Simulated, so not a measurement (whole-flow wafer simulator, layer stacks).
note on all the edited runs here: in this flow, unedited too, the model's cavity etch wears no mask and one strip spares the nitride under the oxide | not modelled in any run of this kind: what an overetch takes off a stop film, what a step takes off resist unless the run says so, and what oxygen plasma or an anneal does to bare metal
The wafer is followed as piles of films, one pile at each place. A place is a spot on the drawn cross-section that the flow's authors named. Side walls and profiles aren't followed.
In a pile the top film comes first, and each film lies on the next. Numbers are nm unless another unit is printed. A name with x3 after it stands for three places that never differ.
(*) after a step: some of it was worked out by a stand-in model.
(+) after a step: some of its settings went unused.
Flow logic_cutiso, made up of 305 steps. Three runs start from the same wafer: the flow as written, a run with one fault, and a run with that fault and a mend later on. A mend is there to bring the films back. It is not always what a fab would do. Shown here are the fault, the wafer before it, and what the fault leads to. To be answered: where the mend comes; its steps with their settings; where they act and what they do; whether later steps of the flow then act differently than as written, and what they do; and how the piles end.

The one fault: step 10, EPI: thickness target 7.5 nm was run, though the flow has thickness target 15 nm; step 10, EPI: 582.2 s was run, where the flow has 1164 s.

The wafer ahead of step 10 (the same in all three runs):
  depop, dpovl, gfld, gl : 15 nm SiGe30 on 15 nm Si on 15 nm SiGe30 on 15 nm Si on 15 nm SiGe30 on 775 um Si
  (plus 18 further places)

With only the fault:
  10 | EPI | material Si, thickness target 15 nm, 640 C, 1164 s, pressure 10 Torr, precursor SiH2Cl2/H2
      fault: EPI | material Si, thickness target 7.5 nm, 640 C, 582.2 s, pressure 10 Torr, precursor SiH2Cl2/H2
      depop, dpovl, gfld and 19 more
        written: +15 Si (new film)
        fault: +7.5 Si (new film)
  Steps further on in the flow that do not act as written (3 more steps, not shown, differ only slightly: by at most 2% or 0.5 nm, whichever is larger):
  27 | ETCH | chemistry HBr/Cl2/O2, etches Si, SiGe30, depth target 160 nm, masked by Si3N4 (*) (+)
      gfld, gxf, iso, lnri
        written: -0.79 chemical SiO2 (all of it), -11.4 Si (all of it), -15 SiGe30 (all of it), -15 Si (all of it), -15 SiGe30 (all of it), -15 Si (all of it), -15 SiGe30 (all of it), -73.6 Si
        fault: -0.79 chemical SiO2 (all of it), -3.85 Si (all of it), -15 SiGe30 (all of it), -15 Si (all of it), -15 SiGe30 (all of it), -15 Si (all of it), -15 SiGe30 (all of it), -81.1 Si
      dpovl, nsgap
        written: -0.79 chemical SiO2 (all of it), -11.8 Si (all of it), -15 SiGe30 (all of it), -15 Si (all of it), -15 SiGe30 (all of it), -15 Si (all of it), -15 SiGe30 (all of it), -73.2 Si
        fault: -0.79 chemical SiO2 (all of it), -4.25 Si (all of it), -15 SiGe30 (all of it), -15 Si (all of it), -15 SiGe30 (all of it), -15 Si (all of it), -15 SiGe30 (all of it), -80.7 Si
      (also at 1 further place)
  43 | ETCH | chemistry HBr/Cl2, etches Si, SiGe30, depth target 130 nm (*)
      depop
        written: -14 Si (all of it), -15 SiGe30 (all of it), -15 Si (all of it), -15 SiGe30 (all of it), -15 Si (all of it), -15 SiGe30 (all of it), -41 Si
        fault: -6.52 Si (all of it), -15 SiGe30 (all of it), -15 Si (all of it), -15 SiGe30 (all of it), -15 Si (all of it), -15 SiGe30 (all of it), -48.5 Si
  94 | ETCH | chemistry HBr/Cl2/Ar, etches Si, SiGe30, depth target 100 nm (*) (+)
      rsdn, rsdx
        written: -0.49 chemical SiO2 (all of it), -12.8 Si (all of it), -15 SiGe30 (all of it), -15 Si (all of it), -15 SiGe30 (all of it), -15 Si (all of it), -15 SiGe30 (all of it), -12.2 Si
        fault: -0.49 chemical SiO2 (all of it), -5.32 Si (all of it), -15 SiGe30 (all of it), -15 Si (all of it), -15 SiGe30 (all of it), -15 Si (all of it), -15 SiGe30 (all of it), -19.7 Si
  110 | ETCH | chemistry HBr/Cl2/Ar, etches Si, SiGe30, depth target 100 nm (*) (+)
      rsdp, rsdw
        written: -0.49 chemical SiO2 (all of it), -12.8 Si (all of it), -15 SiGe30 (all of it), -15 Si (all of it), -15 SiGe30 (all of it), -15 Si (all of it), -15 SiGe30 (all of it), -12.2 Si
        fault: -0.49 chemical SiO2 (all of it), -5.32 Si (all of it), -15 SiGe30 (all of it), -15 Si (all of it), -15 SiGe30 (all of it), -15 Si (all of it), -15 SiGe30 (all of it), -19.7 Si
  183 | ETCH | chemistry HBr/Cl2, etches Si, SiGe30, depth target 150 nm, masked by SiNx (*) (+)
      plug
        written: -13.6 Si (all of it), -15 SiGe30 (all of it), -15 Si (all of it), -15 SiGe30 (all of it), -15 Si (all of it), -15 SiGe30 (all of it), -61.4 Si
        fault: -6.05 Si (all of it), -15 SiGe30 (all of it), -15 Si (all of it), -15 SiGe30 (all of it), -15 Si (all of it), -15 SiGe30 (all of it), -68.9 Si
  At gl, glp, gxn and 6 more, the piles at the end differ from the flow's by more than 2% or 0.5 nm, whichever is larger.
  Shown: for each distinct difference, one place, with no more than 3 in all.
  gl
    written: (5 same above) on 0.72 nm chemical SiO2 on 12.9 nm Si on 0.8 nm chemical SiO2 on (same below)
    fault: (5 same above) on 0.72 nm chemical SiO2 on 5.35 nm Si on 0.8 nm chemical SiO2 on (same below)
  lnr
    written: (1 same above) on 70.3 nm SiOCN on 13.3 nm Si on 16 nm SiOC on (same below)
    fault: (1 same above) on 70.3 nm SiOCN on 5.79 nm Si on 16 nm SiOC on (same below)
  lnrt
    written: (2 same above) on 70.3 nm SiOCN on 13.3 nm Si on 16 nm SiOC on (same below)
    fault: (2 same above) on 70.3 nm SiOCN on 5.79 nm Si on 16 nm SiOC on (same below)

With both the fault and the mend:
  The mend stands after step 11.
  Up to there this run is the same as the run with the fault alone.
  11a | EPI | material Si, thickness target 7.5 nm, 640 C, 582.2 s, pressure 10 Torr, precursor SiH2Cl2/H2 (the flow's step 10 again, with other settings)
      depop, dpovl, gfld and 19 more
        +7.5 Si
  Later steps of the flow that are run all act as written at every place that is followed.
  By the end, the piles equal the flow's at every place that both follow.
